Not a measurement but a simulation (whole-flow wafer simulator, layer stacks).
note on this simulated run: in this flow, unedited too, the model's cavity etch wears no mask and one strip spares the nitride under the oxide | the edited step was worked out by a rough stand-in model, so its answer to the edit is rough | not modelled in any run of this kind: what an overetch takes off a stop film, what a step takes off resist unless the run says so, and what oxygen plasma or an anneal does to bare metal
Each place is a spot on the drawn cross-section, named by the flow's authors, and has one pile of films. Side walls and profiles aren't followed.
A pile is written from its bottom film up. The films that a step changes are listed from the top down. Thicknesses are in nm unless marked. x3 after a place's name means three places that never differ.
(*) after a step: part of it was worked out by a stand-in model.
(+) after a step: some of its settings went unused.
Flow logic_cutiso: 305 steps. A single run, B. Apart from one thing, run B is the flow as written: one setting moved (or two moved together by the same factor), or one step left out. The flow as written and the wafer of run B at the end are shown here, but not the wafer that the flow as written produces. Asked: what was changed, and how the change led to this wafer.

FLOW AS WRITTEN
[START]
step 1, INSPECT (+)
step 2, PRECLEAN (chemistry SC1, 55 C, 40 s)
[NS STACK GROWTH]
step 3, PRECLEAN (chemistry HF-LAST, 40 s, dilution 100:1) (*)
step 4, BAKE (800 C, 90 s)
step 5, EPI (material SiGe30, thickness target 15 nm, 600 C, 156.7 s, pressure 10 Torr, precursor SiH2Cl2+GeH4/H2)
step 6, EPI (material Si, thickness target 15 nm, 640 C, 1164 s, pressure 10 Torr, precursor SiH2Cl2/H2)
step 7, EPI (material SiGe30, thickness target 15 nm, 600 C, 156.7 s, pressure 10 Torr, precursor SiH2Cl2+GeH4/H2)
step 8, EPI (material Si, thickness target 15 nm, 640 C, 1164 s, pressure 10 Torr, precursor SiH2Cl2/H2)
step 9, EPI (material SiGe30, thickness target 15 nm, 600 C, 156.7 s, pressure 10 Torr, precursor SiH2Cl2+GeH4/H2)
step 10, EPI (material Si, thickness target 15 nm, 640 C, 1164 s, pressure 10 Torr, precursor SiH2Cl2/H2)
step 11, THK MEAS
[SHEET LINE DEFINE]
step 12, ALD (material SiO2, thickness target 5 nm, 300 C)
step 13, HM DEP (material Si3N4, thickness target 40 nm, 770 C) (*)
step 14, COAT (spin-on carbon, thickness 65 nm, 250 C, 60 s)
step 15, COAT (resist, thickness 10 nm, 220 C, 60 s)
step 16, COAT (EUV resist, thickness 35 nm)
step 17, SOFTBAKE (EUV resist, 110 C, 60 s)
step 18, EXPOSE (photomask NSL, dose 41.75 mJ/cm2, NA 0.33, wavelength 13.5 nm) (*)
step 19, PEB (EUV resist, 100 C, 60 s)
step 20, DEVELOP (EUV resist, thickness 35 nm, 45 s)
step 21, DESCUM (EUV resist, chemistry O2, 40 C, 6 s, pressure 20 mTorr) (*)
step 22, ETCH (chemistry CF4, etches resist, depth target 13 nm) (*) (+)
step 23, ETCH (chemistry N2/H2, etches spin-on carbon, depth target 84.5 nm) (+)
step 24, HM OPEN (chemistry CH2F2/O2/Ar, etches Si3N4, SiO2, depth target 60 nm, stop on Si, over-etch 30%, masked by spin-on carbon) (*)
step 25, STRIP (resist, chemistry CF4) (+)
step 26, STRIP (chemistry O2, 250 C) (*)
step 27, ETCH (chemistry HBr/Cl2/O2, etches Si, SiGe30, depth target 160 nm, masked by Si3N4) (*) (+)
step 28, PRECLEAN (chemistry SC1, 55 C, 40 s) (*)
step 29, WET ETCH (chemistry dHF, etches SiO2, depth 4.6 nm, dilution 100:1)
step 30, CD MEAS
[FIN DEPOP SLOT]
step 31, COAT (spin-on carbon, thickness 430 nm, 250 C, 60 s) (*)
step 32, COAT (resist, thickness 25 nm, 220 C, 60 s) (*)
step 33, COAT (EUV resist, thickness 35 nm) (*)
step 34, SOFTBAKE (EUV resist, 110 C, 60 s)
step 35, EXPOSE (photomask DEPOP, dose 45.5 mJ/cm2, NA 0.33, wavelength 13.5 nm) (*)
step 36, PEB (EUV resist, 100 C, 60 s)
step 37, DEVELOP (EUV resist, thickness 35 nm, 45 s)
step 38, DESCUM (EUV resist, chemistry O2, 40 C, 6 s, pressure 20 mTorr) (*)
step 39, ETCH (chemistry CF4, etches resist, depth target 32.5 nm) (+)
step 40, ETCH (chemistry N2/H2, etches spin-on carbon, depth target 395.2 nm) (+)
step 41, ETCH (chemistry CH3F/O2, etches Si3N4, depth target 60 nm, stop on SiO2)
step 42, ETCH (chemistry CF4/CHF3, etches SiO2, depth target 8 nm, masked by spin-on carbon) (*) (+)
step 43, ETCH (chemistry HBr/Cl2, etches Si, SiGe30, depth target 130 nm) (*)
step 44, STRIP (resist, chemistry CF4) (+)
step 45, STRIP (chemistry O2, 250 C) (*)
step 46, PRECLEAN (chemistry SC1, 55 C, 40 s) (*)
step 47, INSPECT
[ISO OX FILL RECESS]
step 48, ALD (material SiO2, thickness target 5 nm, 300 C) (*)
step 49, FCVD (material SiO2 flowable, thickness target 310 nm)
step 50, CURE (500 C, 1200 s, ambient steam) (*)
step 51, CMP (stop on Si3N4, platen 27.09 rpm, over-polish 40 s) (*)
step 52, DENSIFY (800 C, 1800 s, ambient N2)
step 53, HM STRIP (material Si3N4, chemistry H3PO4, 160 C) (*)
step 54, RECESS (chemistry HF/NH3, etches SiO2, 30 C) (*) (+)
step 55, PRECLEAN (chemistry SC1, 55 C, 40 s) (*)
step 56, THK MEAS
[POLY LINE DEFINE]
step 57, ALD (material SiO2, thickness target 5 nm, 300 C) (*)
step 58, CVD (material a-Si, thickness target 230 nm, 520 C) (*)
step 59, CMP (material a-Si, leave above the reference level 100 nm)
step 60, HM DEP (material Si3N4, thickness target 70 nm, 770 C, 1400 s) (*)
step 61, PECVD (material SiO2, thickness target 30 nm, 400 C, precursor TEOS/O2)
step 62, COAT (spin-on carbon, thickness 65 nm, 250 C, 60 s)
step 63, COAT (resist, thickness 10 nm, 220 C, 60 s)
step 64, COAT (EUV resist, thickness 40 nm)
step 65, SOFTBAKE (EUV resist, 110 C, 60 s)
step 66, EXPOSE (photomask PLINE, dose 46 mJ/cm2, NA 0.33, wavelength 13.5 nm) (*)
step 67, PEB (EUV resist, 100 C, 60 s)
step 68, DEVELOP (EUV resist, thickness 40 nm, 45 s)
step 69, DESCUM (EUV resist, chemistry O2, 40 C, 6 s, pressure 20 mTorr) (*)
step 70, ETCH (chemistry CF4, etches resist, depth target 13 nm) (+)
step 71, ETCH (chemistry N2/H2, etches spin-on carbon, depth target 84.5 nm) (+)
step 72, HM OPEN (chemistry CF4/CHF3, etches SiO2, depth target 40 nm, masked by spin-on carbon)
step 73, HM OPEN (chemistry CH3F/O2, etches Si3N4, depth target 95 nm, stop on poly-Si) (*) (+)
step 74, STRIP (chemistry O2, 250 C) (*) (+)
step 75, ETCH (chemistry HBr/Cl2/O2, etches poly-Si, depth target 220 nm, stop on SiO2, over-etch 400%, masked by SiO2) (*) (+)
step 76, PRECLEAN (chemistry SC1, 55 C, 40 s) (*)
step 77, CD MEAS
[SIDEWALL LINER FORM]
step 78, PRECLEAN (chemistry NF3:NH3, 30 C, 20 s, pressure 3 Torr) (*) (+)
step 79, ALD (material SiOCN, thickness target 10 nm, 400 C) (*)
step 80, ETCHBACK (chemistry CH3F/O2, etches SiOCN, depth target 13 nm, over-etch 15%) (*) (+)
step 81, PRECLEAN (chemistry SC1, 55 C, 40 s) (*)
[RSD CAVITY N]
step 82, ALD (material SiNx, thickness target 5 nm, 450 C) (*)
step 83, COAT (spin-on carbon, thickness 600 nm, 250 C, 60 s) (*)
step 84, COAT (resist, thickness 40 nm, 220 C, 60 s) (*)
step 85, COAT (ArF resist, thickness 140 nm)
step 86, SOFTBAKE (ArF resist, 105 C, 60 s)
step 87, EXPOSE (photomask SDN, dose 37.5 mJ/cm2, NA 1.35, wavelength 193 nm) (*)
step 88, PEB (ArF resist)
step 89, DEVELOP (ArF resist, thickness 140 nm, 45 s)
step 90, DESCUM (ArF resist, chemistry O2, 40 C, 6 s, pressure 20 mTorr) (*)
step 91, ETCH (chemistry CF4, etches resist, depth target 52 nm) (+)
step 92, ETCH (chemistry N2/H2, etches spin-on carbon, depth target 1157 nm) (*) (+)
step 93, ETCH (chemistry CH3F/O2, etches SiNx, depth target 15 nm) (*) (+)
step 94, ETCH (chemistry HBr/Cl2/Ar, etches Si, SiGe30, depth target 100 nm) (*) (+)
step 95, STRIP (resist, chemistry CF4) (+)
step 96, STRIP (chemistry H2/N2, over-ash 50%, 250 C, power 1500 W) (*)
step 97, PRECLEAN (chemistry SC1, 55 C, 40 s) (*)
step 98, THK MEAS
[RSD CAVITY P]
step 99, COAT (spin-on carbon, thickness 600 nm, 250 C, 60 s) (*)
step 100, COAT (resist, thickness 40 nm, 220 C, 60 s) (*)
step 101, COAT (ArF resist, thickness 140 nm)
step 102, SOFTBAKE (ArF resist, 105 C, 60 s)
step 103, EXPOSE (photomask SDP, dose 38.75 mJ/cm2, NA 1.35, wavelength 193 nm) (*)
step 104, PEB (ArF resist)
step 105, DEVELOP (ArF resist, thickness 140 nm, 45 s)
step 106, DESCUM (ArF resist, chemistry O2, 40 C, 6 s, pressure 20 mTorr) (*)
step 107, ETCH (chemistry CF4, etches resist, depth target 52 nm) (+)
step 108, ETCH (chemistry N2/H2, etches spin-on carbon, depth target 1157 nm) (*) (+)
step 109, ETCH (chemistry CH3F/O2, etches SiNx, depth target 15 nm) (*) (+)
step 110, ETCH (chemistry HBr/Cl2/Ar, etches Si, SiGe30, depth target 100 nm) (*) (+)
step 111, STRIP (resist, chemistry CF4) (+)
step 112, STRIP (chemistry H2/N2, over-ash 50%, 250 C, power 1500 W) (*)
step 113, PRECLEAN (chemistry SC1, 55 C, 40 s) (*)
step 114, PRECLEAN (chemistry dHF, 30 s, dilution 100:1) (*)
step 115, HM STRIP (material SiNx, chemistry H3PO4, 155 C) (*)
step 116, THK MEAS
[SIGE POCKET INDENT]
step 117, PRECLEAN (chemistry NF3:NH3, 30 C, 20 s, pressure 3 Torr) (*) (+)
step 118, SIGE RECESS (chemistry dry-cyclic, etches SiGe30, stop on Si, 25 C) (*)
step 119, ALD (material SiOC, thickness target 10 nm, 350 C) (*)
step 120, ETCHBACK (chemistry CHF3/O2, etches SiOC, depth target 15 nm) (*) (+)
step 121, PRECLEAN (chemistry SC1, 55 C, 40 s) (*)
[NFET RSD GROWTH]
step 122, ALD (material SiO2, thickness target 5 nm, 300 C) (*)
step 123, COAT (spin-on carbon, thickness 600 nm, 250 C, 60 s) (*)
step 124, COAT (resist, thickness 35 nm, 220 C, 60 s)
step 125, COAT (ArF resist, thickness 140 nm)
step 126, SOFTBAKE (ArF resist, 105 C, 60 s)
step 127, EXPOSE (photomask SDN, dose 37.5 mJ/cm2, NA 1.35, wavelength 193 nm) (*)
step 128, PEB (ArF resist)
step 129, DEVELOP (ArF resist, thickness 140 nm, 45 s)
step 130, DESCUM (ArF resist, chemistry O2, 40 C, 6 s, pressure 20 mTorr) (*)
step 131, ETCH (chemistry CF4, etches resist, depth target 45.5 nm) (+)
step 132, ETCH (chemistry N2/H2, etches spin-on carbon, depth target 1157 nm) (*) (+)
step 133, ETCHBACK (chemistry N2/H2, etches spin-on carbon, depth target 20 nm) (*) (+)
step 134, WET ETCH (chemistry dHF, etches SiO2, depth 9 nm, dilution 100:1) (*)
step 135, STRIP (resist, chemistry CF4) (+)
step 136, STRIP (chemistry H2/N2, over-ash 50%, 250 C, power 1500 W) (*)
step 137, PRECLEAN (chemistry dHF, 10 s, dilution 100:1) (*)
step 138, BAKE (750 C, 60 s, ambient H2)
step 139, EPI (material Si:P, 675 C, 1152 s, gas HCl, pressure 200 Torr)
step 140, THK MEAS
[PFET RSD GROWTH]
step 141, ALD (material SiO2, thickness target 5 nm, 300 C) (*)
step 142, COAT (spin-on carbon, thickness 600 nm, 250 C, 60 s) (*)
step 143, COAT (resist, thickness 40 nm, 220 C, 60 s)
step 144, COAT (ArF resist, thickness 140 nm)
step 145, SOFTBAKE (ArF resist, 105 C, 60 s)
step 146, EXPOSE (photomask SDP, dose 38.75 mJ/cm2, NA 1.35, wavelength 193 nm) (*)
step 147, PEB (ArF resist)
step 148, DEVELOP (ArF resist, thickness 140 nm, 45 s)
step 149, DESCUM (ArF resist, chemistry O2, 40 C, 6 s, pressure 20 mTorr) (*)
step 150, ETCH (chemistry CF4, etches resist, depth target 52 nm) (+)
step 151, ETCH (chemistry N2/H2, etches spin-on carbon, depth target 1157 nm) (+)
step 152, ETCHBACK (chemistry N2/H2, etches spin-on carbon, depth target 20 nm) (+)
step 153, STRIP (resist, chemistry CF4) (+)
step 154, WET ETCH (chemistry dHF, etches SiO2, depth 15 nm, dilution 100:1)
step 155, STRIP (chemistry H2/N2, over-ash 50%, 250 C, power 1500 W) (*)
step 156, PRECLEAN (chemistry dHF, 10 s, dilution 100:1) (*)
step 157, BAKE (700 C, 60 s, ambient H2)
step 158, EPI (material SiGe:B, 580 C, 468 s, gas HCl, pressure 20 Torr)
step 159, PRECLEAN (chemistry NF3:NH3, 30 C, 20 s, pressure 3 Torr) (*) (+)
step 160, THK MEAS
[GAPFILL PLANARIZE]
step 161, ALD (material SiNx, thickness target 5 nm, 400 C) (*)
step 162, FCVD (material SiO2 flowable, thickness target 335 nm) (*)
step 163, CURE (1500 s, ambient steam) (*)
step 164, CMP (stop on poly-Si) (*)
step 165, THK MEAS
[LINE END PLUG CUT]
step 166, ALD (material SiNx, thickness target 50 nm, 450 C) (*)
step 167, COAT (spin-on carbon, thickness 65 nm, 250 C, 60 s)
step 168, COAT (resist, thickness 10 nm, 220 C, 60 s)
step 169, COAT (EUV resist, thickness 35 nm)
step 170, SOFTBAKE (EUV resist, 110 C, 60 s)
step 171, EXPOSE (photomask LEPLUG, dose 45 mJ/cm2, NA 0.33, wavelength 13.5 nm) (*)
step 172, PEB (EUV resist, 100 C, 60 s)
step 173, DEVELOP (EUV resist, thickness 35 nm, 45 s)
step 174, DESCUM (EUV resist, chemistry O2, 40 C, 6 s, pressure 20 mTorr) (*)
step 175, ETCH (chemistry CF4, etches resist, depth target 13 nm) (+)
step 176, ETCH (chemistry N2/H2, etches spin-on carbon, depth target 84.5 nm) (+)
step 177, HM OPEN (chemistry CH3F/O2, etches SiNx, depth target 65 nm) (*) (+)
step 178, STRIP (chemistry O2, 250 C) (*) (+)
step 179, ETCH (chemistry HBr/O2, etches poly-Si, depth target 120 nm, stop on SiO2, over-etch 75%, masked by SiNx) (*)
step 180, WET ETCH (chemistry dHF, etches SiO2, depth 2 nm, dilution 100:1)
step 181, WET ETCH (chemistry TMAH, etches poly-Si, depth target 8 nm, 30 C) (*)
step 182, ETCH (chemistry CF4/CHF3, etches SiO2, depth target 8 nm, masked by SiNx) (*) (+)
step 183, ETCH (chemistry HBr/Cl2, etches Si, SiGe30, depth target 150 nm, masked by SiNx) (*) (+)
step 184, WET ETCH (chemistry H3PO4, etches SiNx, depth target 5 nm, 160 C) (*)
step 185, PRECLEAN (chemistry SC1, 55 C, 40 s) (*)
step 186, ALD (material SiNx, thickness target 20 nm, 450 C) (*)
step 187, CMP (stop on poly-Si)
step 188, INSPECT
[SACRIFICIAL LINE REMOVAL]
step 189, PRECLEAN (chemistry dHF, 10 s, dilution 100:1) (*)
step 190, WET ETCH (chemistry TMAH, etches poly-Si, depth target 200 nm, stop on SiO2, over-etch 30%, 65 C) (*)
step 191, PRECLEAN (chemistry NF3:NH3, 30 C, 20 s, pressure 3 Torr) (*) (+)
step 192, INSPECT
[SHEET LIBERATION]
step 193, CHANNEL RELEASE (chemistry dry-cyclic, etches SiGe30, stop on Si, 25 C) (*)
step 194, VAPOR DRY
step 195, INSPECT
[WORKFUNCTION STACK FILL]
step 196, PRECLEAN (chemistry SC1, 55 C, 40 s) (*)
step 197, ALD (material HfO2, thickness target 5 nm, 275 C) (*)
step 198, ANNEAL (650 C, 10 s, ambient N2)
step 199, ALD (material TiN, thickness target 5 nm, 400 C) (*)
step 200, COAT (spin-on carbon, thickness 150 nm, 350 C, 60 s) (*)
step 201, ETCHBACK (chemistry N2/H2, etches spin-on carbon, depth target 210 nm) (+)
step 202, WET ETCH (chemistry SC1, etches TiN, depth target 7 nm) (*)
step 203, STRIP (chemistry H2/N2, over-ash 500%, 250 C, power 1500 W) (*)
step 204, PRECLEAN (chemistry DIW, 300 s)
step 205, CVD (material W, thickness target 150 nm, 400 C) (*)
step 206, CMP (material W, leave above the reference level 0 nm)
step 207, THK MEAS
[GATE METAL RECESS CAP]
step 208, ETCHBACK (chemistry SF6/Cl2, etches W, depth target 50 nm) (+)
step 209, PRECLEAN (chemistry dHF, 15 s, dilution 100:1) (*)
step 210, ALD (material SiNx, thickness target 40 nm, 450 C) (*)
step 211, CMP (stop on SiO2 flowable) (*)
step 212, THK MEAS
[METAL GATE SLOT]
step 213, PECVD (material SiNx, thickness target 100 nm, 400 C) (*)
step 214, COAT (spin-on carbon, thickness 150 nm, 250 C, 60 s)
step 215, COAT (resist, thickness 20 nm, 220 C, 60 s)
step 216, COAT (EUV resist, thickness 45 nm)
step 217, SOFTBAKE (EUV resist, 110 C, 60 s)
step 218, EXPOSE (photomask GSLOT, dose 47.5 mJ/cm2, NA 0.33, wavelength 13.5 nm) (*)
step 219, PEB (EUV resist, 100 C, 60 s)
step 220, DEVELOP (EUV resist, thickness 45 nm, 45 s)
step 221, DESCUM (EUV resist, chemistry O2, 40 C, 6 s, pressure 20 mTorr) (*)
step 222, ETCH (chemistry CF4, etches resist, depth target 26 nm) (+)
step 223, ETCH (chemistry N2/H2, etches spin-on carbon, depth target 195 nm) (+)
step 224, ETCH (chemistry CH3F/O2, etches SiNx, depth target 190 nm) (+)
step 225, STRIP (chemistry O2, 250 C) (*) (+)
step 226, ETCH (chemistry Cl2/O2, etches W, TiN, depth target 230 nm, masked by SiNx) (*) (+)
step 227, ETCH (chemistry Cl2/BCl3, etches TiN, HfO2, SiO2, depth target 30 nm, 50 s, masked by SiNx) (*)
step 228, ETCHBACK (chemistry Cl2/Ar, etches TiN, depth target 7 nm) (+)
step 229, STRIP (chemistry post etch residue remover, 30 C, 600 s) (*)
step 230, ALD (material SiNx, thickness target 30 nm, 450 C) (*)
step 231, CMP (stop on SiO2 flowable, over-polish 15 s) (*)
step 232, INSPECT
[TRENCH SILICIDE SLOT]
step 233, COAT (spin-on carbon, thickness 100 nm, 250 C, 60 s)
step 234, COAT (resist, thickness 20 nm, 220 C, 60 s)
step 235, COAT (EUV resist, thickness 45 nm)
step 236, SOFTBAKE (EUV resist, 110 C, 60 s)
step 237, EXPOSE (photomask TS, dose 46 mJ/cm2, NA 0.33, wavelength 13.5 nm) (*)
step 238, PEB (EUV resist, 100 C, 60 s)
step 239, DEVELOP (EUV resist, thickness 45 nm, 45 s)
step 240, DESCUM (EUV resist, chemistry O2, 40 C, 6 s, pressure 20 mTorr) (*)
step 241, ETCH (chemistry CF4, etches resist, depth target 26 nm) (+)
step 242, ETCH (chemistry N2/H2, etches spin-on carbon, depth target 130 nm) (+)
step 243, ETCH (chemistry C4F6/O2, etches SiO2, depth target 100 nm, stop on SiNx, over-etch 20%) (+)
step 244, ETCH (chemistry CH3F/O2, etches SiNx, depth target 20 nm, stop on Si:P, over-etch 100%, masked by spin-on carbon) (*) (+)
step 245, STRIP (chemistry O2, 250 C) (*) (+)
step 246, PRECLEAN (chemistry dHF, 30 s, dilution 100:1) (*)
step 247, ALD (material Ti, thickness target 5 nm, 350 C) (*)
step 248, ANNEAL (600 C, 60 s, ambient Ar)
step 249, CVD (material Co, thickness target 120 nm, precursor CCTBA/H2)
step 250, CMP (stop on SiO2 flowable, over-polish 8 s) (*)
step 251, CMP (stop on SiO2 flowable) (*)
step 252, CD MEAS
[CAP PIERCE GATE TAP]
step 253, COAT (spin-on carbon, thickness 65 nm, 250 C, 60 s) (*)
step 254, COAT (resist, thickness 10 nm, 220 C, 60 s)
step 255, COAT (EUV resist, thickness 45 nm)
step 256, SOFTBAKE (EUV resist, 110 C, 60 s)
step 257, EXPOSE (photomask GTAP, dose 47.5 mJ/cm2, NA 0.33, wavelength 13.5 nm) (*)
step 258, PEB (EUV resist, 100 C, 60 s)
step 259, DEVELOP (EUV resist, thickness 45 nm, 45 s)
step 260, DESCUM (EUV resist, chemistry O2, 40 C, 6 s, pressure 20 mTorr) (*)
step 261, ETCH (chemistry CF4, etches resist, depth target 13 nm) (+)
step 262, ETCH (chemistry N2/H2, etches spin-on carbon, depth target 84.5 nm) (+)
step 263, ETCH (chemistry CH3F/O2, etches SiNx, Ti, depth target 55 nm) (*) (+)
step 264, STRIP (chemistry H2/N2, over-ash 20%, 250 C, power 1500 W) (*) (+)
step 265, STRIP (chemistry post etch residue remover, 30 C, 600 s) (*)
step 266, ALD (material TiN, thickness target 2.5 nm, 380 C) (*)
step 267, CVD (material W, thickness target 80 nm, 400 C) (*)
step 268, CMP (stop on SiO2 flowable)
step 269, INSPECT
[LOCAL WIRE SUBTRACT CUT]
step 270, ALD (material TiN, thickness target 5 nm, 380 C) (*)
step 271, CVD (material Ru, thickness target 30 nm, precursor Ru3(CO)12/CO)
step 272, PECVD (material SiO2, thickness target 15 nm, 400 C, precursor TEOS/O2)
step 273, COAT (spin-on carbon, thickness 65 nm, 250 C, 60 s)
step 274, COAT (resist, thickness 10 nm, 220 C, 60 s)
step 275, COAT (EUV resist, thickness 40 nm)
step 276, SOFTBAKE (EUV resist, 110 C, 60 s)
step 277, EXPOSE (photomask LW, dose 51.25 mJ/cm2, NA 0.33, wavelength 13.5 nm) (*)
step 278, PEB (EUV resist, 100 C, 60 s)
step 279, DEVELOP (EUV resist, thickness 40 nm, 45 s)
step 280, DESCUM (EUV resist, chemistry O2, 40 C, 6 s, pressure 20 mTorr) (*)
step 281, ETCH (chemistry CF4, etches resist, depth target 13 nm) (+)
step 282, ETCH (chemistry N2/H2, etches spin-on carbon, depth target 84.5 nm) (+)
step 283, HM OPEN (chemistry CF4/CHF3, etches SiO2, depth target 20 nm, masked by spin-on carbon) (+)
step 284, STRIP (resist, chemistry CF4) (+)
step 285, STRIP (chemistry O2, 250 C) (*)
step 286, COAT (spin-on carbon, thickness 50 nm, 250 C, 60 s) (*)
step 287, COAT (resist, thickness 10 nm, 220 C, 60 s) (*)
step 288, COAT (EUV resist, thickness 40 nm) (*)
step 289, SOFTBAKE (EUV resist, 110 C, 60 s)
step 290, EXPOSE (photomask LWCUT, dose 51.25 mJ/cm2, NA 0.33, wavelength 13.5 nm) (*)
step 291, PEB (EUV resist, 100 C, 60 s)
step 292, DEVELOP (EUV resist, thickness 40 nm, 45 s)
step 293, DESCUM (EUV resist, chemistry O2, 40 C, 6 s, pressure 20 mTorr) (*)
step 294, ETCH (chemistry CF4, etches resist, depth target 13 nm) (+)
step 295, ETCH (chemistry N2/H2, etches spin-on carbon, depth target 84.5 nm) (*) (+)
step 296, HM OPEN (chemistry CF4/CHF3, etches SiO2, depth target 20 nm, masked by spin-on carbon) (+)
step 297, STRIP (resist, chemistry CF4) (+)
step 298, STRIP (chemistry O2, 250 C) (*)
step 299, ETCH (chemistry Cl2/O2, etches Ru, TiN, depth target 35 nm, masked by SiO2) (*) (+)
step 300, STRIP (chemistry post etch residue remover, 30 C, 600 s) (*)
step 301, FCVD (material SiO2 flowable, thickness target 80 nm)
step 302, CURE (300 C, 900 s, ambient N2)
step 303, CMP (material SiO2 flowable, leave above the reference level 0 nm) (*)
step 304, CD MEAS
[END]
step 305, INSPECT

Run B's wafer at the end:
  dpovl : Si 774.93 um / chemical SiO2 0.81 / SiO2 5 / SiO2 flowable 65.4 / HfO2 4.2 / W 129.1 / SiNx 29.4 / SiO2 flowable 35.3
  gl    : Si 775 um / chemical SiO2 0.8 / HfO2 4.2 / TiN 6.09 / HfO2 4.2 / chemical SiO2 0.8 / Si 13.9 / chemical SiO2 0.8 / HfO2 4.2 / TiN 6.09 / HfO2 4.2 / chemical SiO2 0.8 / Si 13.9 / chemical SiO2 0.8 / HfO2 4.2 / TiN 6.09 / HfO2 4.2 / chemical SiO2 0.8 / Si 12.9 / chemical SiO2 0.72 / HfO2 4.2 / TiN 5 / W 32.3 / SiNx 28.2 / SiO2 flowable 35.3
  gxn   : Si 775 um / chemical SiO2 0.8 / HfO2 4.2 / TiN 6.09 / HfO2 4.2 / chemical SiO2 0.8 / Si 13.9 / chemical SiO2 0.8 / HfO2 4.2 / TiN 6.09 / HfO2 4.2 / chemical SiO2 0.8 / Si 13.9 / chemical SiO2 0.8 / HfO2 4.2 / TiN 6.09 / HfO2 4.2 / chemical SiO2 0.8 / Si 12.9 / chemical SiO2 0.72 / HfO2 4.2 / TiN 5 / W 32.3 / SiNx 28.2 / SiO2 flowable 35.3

What caused this: step 197, ALD: thickness target 4.2 nm was run, whereas the flow has thickness target 5 nm.
The wafer itself shows it: dpovl has HfO2 4.2, and step 197 as written asks for 5 nm.

Step by step, how the change led to this:
  step 197, ALD (material HfO2, thickness target 5 nm, 275 C) (*)
      depop, dpovl, gfld and 12 more: +4.2 HfO2 (new film) (it would be, as written: +5 HfO2 (new film))
      gl, glp, gxn, gxp, ns, tap: +4.2 HfO2 (new film), +4.2 HfO2 (new film), -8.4 cavity, +4.2 HfO2 (new film), +4.2 HfO2 (new film), -8.4 cavity, +4.2 HfO2 (new film), +4.2 HfO2 (new film), -8.4 cavity, +4.2 HfO2 (new film) (it would be, as written: +5 HfO2 (new film), +5 HfO2 (new film), -10 cavity, +5 HfO2 (new film), +5 HfO2 (new film), -10 cavity, +5 HfO2 (new film), +5 HfO2 (new film), -10 cavity, +5 HfO2 (new film))
      (as well as at 1 more place)
  step 199, ALD (material TiN, thickness target 5 nm, 400 C) (*)
      gl, glp, tap: +5 TiN (new film), +6.09 TiN (new film), -6.09 cavity (all of it), +6.09 TiN (new film), -6.09 cavity (all of it), +6.09 TiN (new film), -6.09 cavity (all of it) (it would be, as written: +5.26 TiN (new film), +4.49 TiN (new film), -4.49 cavity (all of it), +4.49 TiN (new film), -4.49 cavity (all of it), +4.49 TiN (new film), -4.49 cavity (all of it))
      gxn, gxp, ns: +5 TiN (new film), +6.09 TiN (new film), -6.09 cavity (all of it), +6.09 TiN (new film), -6.09 cavity (all of it), +6.09 TiN (new film), -6.09 cavity (all of it) (it would be, as written: +5 TiN (new film), +4.49 TiN (new film), -4.49 cavity (all of it), +4.49 TiN (new film), -4.49 cavity (all of it), +4.49 TiN (new film), -4.49 cavity (all of it))
      (as well as at 2 more places)
  step 203, STRIP (chemistry H2/N2, over-ash 500%, 250 C, power 1500 W) (*)
      gl, glp: -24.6 spin-on carbon (all of it) (it would be, as written: -26.7 spin-on carbon (all of it))
      gxn, gxp: -24.3 spin-on carbon (all of it) (it would be, as written: -26.8 spin-on carbon (all of it))
      (as well as at 3 more places)
  step 206, CMP (material W, leave above the reference level 0 nm)
      lnr, lnri, lnrp, lnrt: -150 W (all of it), -4.2 HfO2 (all of it), -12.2 SiOCN (it would be, as written: -150 W (all of it), -5 HfO2 (all of it), -12.2 SiOCN)
      rsdn, rsdp, rsdw, rsdx: -162.2 W (all of it), -4.2 HfO2 (all of it) (it would be, as written: -162.2 W (all of it), -5 HfO2 (all of it))
      (as well as at 2 more places)
  step 226, ETCH (chemistry Cl2/O2, etches W, TiN, depth target 230 nm, masked by SiNx) (*) (+)
      gfld: -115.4 W (all of it), -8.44 TiN (all of it), -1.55 HfO2 (it would be, as written: -115.4 W (all of it), -7.64 TiN (all of it), -1.54 HfO2)
  step 227, ETCH (chemistry Cl2/BCl3, etches TiN, HfO2, SiO2, depth target 30 nm, 50 s, masked by SiNx) (*)
      gfld: -2.65 HfO2 (all of it), -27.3 SiO2 flowable (it would be, as written: -3.46 HfO2 (all of it), -26.5 SiO2 flowable)
